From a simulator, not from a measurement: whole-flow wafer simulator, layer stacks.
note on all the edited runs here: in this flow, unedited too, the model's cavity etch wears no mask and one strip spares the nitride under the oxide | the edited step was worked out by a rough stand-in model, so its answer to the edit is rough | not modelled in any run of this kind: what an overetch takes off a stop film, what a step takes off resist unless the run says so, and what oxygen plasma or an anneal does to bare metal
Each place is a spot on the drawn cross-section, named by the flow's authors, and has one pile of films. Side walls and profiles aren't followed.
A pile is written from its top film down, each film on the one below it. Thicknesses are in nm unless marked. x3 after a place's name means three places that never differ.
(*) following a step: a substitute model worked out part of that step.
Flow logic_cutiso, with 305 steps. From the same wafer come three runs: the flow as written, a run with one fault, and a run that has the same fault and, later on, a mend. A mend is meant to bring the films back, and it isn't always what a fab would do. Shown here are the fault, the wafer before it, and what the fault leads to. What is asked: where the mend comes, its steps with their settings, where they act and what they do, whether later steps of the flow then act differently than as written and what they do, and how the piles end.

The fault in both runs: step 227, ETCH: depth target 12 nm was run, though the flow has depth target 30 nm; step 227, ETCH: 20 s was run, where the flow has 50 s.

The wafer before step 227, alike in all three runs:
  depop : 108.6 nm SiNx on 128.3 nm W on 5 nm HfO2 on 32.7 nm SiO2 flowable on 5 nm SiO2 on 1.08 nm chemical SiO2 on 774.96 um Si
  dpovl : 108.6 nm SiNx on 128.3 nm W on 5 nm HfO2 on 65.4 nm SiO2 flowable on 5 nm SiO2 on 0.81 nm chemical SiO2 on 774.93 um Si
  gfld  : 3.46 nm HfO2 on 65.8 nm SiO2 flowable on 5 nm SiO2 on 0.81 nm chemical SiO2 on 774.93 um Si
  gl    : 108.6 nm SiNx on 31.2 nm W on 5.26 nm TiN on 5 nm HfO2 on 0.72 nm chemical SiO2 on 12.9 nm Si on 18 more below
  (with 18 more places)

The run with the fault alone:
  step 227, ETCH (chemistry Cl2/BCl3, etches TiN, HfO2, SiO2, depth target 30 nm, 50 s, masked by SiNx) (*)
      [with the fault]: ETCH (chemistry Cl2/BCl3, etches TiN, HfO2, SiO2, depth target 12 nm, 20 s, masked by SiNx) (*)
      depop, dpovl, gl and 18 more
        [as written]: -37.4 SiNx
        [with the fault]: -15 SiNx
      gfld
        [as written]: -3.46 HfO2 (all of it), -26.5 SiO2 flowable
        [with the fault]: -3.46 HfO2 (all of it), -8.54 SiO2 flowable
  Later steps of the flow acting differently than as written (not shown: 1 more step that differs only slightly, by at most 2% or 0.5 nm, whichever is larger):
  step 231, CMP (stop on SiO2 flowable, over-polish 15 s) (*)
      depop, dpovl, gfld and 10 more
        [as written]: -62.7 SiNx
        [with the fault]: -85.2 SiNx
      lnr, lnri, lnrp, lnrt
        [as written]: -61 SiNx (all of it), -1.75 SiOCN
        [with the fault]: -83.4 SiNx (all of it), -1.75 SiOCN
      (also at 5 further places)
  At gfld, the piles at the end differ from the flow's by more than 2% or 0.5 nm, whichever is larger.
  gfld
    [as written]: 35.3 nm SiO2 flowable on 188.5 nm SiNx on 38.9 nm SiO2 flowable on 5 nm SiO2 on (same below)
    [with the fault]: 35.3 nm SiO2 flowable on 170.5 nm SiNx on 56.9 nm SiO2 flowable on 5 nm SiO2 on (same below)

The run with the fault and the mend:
  The mend stands after step 227.
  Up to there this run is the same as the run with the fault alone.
  step 227a, ETCH (chemistry Cl2/BCl3, etches TiN, HfO2, SiO2, depth target 18 nm, 30 s, masked by SiNx) (*) (a further turn of the flow's step 227, with different settings)
      depop, dpovl, gl and 18 more
        -22.5 SiNx
      gfld
        -18 SiO2 flowable
  Later steps of the flow that are run all act as written at every place that is followed.
  The piles end the same as the flow's at every place that both follow.
